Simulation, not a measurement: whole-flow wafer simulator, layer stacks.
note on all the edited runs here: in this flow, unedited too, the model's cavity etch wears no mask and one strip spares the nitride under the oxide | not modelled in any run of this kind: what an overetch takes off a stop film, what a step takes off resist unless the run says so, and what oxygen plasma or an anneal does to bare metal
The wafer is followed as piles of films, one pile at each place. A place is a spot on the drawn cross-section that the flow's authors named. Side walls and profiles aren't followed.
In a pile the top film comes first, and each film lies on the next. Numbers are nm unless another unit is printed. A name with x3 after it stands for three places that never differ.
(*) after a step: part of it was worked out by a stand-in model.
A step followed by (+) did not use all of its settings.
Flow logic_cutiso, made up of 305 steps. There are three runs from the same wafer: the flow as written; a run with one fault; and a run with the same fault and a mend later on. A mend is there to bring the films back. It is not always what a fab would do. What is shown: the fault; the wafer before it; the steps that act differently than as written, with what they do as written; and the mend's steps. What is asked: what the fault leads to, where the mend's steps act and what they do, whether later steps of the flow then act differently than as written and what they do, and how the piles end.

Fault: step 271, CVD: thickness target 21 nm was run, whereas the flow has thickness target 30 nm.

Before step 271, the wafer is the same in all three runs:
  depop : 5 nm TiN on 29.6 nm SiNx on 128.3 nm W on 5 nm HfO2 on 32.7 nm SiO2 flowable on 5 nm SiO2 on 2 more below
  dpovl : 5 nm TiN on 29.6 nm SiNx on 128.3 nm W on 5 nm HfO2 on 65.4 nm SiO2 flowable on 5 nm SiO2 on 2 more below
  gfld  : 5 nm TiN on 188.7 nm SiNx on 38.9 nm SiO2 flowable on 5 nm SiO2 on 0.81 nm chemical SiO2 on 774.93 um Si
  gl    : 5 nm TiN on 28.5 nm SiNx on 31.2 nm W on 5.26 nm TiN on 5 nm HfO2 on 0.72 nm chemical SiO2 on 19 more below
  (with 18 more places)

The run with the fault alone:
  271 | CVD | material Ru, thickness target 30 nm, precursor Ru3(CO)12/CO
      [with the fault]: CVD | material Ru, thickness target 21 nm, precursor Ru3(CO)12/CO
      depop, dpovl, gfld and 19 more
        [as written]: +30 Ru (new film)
        [with the fault]: +21 Ru (new film)
  Steps further on in the flow that do not act as written:
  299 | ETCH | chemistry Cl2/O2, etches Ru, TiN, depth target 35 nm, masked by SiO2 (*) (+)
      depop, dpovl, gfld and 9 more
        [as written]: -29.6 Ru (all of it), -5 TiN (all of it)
        [with the fault]: -20.6 Ru (all of it), -5 TiN (all of it), -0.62 SiNx
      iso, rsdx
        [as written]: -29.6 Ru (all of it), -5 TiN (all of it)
        [with the fault]: -20.6 Ru (all of it), -5 TiN (all of it), -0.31 SiO2 flowable
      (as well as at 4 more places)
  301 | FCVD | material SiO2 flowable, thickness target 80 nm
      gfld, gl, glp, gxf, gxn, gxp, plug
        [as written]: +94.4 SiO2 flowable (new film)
        [with the fault]: +92.1 SiO2 flowable (new film)
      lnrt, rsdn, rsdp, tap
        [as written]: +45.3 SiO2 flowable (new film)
        [with the fault]: +51.4 SiO2 flowable (new film)
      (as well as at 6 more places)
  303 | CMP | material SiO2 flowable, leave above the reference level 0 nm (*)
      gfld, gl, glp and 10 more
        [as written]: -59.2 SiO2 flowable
        [with the fault]: -65.3 SiO2 flowable
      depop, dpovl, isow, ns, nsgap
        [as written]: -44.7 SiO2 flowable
        [with the fault]: -53.1 SiO2 flowable
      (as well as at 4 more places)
  At depop, dpovl, gfld and 19 more, the piles at the end differ from the flow's by more than 2% or 0.5 nm, whichever is larger.
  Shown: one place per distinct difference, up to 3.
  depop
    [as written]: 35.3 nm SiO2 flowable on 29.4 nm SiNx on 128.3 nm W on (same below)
    [with the fault]: 26.9 nm SiO2 flowable on 28.8 nm SiNx on 128.3 nm W on (same below)
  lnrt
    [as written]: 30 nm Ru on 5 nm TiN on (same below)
    [with the fault]: 21 nm Ru on 5 nm TiN on (same below)
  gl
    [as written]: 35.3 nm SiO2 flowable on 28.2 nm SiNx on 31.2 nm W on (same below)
    [with the fault]: 26.9 nm SiO2 flowable on 27.6 nm SiNx on 31.2 nm W on (same below)

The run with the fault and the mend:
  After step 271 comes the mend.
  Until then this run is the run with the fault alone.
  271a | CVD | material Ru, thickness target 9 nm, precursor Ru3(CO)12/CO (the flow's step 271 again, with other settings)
      depop, dpovl, gfld and 19 more
        +9 Ru
  Later steps of the flow that are run all act as written at every place that is followed.
  The piles end the same as the flow's at every place that both follow.
